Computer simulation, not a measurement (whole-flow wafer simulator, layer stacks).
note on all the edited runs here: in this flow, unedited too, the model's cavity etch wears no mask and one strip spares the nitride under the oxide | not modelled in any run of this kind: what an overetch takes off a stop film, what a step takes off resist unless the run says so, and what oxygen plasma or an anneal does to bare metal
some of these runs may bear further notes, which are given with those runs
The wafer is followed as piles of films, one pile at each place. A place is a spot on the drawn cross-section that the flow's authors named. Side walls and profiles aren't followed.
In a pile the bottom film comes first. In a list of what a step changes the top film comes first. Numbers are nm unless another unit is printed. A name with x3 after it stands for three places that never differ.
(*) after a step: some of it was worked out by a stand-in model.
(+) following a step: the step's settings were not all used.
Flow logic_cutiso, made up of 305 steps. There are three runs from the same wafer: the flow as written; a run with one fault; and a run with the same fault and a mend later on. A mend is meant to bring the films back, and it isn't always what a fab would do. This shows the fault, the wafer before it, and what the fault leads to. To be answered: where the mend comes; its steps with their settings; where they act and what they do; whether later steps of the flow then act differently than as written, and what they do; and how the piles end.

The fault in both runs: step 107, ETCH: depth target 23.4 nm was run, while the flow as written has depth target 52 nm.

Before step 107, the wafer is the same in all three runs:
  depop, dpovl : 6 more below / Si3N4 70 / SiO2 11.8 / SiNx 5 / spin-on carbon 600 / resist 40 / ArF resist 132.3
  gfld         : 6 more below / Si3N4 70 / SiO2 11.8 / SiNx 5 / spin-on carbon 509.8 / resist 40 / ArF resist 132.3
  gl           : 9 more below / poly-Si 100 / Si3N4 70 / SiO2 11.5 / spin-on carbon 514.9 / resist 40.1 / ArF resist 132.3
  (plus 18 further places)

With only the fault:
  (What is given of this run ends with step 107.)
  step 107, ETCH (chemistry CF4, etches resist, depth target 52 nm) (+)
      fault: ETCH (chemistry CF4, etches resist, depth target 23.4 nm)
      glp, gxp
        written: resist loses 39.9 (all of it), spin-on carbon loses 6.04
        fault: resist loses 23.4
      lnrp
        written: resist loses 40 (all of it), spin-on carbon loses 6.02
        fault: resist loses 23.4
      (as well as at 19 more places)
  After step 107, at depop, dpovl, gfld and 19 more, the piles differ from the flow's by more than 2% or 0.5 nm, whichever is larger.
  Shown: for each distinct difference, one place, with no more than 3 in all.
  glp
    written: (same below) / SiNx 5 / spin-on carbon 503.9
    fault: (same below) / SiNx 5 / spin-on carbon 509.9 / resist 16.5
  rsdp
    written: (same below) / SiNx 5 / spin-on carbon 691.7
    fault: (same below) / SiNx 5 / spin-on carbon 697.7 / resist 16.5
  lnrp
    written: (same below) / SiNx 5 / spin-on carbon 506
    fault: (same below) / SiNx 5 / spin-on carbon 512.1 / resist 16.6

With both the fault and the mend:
  The mend follows step 107.
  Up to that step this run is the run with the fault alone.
  step 107a, ETCH (chemistry CF4, etches resist, depth target 28.6 nm) (*) (+) (a further turn of the flow's step 107, with different settings)
      depop, dpovl, gfld and 14 more
        ArF resist loses 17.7
      glp, gxp
        resist loses 16.5 (all of it), spin-on carbon loses 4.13
      lnrp
        resist loses 16.6 (all of it), spin-on carbon loses 4.11
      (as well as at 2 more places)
  Later steps of the flow acting differently than as written (not shown: 2 more steps that differ only slightly, by at most 2% or 0.5 nm, whichever is larger):
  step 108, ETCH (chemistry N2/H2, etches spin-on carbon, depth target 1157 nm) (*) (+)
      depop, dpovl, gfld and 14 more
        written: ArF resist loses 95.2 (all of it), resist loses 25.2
        mend: ArF resist loses 97.9 (all of it), resist loses 25.2
  The piles end the same as the flow's at every place that both follow.
